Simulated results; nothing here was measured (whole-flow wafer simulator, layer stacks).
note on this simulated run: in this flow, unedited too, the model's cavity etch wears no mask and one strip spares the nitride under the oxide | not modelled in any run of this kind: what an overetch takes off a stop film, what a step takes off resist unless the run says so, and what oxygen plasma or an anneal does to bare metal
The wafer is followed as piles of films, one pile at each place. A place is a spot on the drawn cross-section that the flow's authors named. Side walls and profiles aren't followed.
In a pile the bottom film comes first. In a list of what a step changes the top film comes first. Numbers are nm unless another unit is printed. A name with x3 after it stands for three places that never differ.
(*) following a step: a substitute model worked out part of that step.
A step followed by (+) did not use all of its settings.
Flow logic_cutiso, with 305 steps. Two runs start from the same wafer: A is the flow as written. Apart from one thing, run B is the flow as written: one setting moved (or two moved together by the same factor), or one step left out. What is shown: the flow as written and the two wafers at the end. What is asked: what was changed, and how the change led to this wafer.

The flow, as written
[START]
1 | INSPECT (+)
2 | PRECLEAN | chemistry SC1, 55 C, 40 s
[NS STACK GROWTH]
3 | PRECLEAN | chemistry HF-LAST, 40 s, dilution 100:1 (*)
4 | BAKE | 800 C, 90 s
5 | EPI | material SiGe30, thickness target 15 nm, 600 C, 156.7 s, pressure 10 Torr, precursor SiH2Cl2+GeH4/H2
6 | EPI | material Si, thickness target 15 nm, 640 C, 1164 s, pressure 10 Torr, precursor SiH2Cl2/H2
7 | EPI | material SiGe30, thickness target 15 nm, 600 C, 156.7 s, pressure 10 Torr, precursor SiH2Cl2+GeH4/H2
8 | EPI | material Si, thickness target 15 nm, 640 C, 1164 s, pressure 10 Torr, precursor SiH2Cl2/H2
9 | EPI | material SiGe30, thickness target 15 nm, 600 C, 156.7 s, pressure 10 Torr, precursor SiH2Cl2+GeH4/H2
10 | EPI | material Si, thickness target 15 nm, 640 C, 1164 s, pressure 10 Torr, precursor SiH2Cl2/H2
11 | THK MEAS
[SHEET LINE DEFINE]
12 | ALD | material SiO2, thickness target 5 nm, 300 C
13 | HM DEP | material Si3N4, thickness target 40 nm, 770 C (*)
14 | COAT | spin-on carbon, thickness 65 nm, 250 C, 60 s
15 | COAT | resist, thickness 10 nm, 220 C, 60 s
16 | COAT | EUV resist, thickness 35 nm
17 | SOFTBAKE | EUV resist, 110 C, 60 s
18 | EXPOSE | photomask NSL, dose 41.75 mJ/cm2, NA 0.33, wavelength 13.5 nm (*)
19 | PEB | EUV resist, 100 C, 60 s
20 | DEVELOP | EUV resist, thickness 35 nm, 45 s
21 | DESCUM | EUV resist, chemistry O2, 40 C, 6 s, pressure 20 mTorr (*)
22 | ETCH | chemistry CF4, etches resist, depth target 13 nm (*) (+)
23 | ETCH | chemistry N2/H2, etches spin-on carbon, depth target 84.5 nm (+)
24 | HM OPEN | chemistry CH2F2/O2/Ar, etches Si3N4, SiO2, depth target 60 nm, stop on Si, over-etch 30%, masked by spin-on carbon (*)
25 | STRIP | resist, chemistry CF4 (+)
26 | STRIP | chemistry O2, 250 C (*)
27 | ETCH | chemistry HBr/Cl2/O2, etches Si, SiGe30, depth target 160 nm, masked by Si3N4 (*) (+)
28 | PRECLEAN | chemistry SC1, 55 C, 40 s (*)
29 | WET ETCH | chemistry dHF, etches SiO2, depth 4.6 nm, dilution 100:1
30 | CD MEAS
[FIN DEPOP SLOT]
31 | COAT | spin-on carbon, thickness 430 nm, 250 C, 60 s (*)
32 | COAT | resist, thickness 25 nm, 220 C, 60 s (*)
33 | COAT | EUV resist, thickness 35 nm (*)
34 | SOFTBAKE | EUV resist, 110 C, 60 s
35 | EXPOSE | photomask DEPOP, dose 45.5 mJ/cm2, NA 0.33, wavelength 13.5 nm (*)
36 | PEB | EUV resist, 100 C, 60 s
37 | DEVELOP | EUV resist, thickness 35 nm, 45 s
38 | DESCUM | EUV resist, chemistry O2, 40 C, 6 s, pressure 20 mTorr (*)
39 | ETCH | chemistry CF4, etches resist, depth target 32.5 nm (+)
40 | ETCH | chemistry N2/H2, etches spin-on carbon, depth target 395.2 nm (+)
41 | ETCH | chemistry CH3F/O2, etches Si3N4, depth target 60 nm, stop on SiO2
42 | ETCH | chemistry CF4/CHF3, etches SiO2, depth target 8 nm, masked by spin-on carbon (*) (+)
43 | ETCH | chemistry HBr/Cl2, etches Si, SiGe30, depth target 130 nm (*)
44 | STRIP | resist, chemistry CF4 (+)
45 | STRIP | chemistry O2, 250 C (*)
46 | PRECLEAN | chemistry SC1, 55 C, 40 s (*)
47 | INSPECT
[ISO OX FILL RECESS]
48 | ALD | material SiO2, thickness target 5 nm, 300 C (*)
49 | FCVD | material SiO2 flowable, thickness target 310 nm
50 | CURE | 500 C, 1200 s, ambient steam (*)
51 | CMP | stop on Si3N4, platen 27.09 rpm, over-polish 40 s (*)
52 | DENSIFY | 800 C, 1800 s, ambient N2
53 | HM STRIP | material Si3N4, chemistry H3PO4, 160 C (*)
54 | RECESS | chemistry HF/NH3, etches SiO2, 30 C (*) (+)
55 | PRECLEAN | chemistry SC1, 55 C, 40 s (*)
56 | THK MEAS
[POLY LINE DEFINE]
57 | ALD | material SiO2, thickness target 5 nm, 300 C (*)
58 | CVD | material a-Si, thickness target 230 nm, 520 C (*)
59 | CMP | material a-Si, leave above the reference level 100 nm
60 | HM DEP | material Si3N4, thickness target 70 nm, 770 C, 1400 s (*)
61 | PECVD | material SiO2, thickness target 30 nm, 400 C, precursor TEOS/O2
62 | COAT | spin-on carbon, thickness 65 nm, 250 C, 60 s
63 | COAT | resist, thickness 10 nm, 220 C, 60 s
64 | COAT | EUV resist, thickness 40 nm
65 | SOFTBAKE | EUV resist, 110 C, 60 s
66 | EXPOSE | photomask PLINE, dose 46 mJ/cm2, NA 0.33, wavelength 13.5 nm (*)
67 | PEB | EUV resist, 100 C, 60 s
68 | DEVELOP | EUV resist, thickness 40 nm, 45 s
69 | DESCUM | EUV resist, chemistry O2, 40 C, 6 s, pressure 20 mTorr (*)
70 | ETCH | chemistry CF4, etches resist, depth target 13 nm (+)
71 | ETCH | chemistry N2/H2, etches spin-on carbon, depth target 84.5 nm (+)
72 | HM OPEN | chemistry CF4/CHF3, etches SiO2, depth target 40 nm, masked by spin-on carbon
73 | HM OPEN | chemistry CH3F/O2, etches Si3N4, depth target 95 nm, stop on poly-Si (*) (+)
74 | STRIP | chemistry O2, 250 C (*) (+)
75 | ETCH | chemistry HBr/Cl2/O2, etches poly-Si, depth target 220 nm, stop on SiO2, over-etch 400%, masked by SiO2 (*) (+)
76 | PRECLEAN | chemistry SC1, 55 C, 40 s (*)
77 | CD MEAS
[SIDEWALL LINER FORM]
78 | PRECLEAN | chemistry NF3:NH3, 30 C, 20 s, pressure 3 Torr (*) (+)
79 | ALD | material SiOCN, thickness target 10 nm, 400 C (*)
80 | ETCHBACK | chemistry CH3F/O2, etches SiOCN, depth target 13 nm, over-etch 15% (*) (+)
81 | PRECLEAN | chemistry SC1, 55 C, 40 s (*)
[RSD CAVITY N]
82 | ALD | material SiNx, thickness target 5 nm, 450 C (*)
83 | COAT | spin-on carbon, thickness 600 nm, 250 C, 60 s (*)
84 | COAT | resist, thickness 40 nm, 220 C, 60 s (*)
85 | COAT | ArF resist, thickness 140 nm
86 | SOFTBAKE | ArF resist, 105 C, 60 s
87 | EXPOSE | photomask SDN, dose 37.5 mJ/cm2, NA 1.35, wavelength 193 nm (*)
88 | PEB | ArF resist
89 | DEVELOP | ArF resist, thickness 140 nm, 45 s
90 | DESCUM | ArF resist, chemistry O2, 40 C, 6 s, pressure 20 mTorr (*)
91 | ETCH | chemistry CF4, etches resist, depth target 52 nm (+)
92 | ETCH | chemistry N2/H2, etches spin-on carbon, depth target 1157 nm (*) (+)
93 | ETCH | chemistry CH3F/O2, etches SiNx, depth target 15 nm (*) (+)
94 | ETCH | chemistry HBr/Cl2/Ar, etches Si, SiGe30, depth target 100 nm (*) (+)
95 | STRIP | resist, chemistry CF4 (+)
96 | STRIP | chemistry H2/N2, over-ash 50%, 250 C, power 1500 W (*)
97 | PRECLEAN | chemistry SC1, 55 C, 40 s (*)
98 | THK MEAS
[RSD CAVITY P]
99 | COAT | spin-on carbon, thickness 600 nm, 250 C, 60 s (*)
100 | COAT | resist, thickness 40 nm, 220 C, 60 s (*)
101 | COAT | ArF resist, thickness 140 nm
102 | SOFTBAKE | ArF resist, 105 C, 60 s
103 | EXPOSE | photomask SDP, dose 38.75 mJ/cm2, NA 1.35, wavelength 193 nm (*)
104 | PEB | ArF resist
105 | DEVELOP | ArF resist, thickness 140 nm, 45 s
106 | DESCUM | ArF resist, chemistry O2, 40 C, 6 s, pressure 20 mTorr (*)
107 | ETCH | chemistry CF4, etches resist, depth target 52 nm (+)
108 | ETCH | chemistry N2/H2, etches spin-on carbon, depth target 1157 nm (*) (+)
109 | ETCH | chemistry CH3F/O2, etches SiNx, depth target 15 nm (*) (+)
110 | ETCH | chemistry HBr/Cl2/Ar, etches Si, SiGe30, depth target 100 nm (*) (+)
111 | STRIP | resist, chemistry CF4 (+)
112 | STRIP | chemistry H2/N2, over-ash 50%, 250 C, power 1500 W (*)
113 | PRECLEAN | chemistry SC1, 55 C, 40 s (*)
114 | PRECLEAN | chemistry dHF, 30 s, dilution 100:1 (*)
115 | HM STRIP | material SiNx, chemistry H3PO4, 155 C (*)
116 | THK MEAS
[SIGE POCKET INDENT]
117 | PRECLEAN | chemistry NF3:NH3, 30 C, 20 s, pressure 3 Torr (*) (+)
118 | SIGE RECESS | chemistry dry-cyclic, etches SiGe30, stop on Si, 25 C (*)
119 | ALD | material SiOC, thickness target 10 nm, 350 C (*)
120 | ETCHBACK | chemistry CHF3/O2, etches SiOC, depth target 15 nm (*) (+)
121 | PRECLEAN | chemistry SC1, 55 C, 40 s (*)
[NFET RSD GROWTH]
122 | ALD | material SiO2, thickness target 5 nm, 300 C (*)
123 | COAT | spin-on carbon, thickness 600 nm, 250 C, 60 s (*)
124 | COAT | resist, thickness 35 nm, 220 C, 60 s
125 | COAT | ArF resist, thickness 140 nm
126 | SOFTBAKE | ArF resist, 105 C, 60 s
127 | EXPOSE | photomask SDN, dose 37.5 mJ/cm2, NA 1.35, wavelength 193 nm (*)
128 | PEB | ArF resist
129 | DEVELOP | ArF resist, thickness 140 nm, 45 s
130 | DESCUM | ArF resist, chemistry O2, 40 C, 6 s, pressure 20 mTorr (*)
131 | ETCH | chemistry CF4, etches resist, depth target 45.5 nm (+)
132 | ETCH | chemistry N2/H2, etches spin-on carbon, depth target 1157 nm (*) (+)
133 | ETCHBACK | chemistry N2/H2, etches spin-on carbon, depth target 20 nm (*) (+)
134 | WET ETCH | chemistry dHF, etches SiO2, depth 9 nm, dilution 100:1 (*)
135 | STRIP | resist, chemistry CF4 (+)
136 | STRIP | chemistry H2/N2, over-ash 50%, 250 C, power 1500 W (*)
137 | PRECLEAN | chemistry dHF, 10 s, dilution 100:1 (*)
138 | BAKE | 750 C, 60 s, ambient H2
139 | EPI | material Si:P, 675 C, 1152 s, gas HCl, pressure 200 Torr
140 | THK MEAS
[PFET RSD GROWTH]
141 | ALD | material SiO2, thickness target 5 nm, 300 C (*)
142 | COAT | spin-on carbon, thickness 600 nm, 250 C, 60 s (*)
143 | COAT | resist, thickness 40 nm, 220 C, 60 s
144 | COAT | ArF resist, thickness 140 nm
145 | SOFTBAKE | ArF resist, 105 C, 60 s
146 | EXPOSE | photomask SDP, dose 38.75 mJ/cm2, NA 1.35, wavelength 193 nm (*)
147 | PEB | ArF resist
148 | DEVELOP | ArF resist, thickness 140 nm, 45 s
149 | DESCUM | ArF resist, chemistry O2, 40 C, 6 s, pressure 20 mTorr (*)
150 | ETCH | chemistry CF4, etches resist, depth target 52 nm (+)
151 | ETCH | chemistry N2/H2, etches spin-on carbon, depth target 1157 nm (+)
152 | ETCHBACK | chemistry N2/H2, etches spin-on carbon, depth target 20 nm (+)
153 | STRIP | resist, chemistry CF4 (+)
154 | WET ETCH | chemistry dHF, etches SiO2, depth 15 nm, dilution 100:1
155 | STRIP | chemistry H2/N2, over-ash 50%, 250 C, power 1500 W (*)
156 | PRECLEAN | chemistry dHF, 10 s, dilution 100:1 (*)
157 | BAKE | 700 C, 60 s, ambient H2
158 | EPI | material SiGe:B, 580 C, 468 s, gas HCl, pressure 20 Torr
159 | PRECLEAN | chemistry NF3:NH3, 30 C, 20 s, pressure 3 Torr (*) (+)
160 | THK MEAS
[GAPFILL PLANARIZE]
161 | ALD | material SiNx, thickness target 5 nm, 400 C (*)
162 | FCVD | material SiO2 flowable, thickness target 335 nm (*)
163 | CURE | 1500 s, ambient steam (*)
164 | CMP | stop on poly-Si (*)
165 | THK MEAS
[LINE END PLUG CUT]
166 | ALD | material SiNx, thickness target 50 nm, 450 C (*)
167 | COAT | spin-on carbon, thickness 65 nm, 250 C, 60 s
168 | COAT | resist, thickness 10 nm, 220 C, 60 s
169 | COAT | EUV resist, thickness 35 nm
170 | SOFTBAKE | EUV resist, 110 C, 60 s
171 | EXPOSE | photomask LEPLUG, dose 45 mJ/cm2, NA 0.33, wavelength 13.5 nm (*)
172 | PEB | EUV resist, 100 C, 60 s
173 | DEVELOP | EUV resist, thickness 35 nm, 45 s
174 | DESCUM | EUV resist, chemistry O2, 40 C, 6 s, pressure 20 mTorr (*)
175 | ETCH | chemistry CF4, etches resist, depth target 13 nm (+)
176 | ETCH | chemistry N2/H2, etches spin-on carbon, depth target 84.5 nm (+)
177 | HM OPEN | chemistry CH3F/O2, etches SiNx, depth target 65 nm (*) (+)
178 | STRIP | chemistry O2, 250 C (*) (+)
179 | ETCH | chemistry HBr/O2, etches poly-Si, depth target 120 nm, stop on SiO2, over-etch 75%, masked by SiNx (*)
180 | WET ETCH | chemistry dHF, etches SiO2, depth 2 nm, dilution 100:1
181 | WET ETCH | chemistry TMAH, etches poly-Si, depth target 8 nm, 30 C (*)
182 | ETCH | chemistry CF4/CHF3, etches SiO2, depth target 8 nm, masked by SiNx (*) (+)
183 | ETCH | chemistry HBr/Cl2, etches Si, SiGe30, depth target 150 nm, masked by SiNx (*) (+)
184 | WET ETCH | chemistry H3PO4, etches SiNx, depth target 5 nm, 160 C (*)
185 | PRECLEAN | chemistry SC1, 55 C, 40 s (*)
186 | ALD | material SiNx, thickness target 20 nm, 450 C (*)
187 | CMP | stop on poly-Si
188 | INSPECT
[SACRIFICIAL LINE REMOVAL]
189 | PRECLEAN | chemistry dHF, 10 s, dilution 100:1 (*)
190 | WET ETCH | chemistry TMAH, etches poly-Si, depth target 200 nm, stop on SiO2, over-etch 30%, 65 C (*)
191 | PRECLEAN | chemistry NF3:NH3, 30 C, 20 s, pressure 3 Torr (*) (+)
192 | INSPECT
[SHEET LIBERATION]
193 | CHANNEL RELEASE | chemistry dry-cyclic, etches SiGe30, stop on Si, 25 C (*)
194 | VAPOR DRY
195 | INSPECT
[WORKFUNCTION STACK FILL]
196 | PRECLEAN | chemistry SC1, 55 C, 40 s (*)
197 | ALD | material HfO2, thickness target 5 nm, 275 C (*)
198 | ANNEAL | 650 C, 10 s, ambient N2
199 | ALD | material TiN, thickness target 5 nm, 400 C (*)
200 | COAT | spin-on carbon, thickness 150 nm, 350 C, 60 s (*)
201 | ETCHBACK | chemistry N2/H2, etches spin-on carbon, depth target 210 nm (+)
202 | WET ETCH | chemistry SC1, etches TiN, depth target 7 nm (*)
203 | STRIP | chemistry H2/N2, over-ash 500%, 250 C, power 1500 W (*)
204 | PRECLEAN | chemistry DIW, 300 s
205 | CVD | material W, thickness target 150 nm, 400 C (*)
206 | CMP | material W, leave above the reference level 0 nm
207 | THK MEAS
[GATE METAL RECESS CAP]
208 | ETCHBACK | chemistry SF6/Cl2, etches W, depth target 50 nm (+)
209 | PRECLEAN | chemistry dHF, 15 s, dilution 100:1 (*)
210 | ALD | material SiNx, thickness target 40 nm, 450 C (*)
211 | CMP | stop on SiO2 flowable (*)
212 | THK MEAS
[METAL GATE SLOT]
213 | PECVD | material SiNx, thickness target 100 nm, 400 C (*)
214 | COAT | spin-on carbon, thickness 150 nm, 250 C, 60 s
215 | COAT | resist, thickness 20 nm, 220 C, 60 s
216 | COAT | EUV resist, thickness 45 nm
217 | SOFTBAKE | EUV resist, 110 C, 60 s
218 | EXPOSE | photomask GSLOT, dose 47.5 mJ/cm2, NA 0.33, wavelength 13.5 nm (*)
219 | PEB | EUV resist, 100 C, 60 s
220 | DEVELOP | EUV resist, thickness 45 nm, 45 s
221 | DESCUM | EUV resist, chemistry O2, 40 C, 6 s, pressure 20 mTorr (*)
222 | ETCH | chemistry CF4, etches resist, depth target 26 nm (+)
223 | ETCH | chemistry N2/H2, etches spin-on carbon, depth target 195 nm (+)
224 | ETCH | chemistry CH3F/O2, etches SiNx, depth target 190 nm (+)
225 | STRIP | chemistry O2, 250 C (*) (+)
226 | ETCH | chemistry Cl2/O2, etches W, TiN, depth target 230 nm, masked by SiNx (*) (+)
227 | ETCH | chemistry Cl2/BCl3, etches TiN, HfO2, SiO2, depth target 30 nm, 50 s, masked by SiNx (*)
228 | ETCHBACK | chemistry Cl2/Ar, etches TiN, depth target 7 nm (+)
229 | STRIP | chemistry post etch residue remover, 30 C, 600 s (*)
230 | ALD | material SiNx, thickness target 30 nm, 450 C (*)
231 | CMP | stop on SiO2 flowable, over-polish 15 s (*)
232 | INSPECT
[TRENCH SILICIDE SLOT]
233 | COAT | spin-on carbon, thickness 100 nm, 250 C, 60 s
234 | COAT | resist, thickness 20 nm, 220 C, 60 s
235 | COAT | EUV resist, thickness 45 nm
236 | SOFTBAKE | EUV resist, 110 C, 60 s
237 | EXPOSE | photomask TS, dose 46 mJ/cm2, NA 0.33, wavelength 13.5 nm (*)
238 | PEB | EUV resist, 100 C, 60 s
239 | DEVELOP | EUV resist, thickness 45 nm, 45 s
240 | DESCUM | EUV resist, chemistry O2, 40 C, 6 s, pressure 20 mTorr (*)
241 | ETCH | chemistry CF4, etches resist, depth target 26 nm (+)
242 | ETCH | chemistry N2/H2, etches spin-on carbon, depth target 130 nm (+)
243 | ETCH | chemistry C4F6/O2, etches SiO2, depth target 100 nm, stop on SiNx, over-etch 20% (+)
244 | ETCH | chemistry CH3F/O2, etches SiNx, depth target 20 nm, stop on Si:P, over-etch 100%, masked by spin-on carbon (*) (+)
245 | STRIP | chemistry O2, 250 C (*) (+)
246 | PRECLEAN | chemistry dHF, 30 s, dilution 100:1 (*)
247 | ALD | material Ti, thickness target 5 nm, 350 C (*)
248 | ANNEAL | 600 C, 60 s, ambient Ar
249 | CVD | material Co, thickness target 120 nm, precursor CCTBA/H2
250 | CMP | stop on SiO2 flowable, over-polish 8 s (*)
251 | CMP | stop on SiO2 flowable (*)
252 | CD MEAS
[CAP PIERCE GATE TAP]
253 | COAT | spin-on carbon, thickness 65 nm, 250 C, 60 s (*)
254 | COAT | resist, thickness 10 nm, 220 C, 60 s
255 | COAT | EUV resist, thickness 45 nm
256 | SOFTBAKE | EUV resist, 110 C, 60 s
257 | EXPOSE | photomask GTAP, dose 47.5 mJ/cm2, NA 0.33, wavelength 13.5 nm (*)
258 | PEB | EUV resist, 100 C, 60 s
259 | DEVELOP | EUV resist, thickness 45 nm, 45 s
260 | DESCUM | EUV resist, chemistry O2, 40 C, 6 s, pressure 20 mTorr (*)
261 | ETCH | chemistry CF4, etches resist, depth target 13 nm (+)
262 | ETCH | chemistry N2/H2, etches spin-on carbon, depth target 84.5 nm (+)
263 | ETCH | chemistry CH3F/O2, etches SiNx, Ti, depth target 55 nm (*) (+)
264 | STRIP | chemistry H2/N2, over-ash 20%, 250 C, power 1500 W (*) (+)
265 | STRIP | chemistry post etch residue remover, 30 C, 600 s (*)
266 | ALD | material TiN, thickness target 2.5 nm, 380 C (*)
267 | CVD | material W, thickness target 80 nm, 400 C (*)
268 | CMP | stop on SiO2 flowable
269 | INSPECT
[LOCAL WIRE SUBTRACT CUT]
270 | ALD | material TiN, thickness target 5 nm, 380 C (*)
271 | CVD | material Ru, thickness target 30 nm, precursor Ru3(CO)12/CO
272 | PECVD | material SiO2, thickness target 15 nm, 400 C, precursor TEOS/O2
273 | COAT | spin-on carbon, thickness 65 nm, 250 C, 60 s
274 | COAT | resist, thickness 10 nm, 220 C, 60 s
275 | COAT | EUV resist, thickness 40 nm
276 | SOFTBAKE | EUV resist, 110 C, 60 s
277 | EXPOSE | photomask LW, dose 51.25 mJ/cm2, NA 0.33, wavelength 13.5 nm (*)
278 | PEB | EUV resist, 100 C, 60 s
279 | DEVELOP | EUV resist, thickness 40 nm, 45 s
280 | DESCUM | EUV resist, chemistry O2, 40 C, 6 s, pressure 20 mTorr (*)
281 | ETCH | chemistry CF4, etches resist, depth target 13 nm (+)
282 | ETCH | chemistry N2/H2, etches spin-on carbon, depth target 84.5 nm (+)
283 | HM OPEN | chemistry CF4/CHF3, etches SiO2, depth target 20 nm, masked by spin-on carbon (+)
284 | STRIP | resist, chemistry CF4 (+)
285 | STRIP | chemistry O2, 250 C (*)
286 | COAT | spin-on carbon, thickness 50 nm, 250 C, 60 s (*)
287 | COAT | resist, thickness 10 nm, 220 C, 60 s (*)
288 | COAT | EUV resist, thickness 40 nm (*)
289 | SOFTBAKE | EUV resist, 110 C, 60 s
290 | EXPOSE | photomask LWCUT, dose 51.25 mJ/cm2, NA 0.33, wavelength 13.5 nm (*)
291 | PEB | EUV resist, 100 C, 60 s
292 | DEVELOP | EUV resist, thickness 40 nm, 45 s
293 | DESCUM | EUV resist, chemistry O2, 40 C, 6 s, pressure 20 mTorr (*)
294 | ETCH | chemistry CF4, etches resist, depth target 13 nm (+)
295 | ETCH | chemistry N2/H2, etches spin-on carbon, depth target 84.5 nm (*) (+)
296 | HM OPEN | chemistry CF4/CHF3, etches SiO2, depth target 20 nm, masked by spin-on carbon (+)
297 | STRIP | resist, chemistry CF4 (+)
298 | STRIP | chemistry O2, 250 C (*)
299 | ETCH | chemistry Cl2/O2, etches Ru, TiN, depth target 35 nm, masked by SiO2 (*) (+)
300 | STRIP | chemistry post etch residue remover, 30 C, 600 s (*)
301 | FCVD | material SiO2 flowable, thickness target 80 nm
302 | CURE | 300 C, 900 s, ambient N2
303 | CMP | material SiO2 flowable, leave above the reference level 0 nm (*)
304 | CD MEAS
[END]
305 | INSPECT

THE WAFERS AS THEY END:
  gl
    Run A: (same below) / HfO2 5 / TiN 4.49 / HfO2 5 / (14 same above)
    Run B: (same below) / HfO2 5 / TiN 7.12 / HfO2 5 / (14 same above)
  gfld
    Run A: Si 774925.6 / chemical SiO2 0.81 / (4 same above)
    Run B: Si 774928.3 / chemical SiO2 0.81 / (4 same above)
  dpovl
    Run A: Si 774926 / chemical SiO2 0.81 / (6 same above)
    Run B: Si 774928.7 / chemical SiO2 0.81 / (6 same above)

What caused this: step 7, EPI: 184.1 s was run, while the flow as written has 156.7 s.

The path from the change to this, step by step:
  7 | EPI | material SiGe30, thickness target 15 nm, 600 C, 156.7 s, pressure 10 Torr, precursor SiH2Cl2+GeH4/H2
      depop, dpovl, gfld and 19 more: A SiGe30 gains 15 (new film) | B SiGe30 gains 17.6 (new film)
  27 | ETCH | chemistry HBr/Cl2/O2, etches Si, SiGe30, depth target 160 nm, masked by Si3N4 (*) (+)
      gfld, gxf, iso, lnri: A chemical SiO2 loses 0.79 (all of it), Si loses 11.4 (all of it), SiGe30 loses 15 (all of it), Si loses 15 (all of it), SiGe30 loses 15 (all of it), Si loses 15 (all of it), SiGe30 loses 15 (all of it), Si loses 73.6 | B chemical SiO2 loses 0.79 (all of it), Si loses 11.4 (all of it), SiGe30 loses 15 (all of it), Si loses 15 (all of it), SiGe30 loses 17.6 (all of it), Si loses 15 (all of it), SiGe30 loses 15 (all of it), Si loses 71
      dpovl, nsgap: A chemical SiO2 loses 0.79 (all of it), Si loses 11.8 (all of it), SiGe30 loses 15 (all of it), Si loses 15 (all of it), SiGe30 loses 15 (all of it), Si loses 15 (all of it), SiGe30 loses 15 (all of it), Si loses 73.2 | B chemical SiO2 loses 0.79 (all of it), Si loses 11.8 (all of it), SiGe30 loses 15 (all of it), Si loses 15 (all of it), SiGe30 loses 17.6 (all of it), Si loses 15 (all of it), SiGe30 loses 15 (all of it), Si loses 70.6
      (also at 1 further place)
  43 | ETCH | chemistry HBr/Cl2, etches Si, SiGe30, depth target 130 nm (*)
      depop: A Si loses 14 (all of it), SiGe30 loses 15 (all of it), Si loses 15 (all of it), SiGe30 loses 15 (all of it), Si loses 15 (all of it), SiGe30 loses 15 (all of it), Si loses 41 | B Si loses 14 (all of it), SiGe30 loses 15 (all of it), Si loses 15 (all of it), SiGe30 loses 17.6 (all of it), Si loses 15 (all of it), SiGe30 loses 15 (all of it), Si loses 38.3
  94 | ETCH | chemistry HBr/Cl2/Ar, etches Si, SiGe30, depth target 100 nm (*) (+)
      rsdn, rsdx: A chemical SiO2 loses 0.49 (all of it), Si loses 12.8 (all of it), SiGe30 loses 15 (all of it), Si loses 15 (all of it), SiGe30 loses 15 (all of it), Si loses 15 (all of it), SiGe30 loses 15 (all of it), Si loses 12.2 | B chemical SiO2 loses 0.49 (all of it), Si loses 12.8 (all of it), SiGe30 loses 15 (all of it), Si loses 15 (all of it), SiGe30 loses 17.6 (all of it), Si loses 15 (all of it), SiGe30 loses 15 (all of it), Si loses 9.54
  110 | ETCH | chemistry HBr/Cl2/Ar, etches Si, SiGe30, depth target 100 nm (*) (+)
      rsdp, rsdw: A chemical SiO2 loses 0.49 (all of it), Si loses 12.8 (all of it), SiGe30 loses 15 (all of it), Si loses 15 (all of it), SiGe30 loses 15 (all of it), Si loses 15 (all of it), SiGe30 loses 15 (all of it), Si loses 12.2 | B chemical SiO2 loses 0.49 (all of it), Si loses 12.8 (all of it), SiGe30 loses 15 (all of it), Si loses 15 (all of it), SiGe30 loses 17.6 (all of it), Si loses 15 (all of it), SiGe30 loses 15 (all of it), Si loses 9.54
  118 | SIGE RECESS | chemistry dry-cyclic, etches SiGe30, stop on Si, 25 C (*)
      lnr, lnrp, lnrt: A SiOCN loses 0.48, Si loses 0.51, cavity gains 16 (new film), SiGe30 loses 15 (all of it), Si loses 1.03, cavity gains 16 (new film), SiGe30 loses 15 (all of it), Si loses 1.03, cavity gains 16 (new film), SiGe30 loses 15 (all of it), Si loses 0.51 | B SiOCN loses 0.48, Si loses 0.51, cavity gains 16 (new film), SiGe30 loses 15 (all of it), Si loses 1.03, cavity gains 18.7 (new film), SiGe30 loses 17.6 (all of it), Si loses 1.03, cavity gains 16 (new film), SiGe30 loses 15 (all of it), Si loses 0.51
  119 | ALD | material SiOC, thickness target 10 nm, 350 C (*)
      lnr, lnrp, lnrt: A SiOC gains 10 (new film), SiOC gains 16 (new film), cavity loses 16 (all of it), SiOC gains 16 (new film), cavity loses 16 (all of it), SiOC gains 16 (new film), cavity loses 16 (all of it) | B SiOC gains 10 (new film), SiOC gains 16 (new film), cavity loses 16 (all of it), SiOC gains 18.7 (new film), cavity loses 18.7 (all of it), SiOC gains 16 (new film), cavity loses 16 (all of it)
  183 | ETCH | chemistry HBr/Cl2, etches Si, SiGe30, depth target 150 nm, masked by SiNx (*) (+)
      plug: A Si loses 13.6 (all of it), SiGe30 loses 15 (all of it), Si loses 15 (all of it), SiGe30 loses 15 (all of it), Si loses 15 (all of it), SiGe30 loses 15 (all of it), Si loses 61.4 | B Si loses 13.6 (all of it), SiGe30 loses 15 (all of it), Si loses 15 (all of it), SiGe30 loses 17.6 (all of it), Si loses 15 (all of it), SiGe30 loses 15 (all of it), Si loses 58.8
  193 | CHANNEL RELEASE | chemistry dry-cyclic, etches SiGe30, stop on Si, 25 C (*)
      gl, glp, gxn, gxp, ns, tap: A chemical SiO2 gains 0.8 (new film), Si loses 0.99, chemical SiO2 gains 0.8 (new film), cavity gains 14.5 (new film), chemical SiO2 gains 0.8 (new film), SiGe30 loses 15 (all of it), Si loses 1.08, chemical SiO2 gains 0.8 (new film), cavity gains 14.5 (new film), chemical SiO2 gains 0.8 (new film), SiGe30 loses 15 (all of it), Si loses 1.08, chemical SiO2 gains 0.8 (new film), cavity gains 14.5 (new film), chemical SiO2 gains 0.8 (new film), SiGe30 loses 15 (all of it), Si loses 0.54 | B chemical SiO2 gains 0.8 (new film), Si loses 0.99, chemical SiO2 gains 0.8 (new film), cavity gains 14.5 (new film), chemical SiO2 gains 0.8 (new film), SiGe30 loses 15 (all of it), Si loses 1.08, chemical SiO2 gains 0.8 (new film), cavity gains 17.1 (new film), chemical SiO2 gains 0.8 (new film), SiGe30 loses 17.6 (all of it), Si loses 1.08, chemical SiO2 gains 0.8 (new film), cavity gains 14.5 (new film), chemical SiO2 gains 0.8 (new film), SiGe30 loses 15 (all of it), Si loses 0.54
  199 | ALD | material TiN, thickness target 5 nm, 400 C (*)
      gl, glp, tap: A TiN gains 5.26 (new film), TiN gains 4.49 (new film), cavity loses 4.49 (all of it), TiN gains 4.49 (new film), cavity loses 4.49 (all of it), TiN gains 4.49 (new film), cavity loses 4.49 (all of it) | B TiN gains 5.26 (new film), TiN gains 4.49 (new film), cavity loses 4.49 (all of it), TiN gains 7.12 (new film), cavity loses 7.12 (all of it), TiN gains 4.49 (new film), cavity loses 4.49 (all of it)
      gxn, gxp, ns: A TiN gains 5 (new film), TiN gains 4.49 (new film), cavity loses 4.49 (all of it), TiN gains 4.49 (new film), cavity loses 4.49 (all of it), TiN gains 4.49 (new film), cavity loses 4.49 (all of it) | B TiN gains 5 (new film), TiN gains 4.49 (new film), cavity loses 4.49 (all of it), TiN gains 7.12 (new film), cavity loses 7.12 (all of it), TiN gains 4.49 (new film), cavity loses 4.49 (all of it)
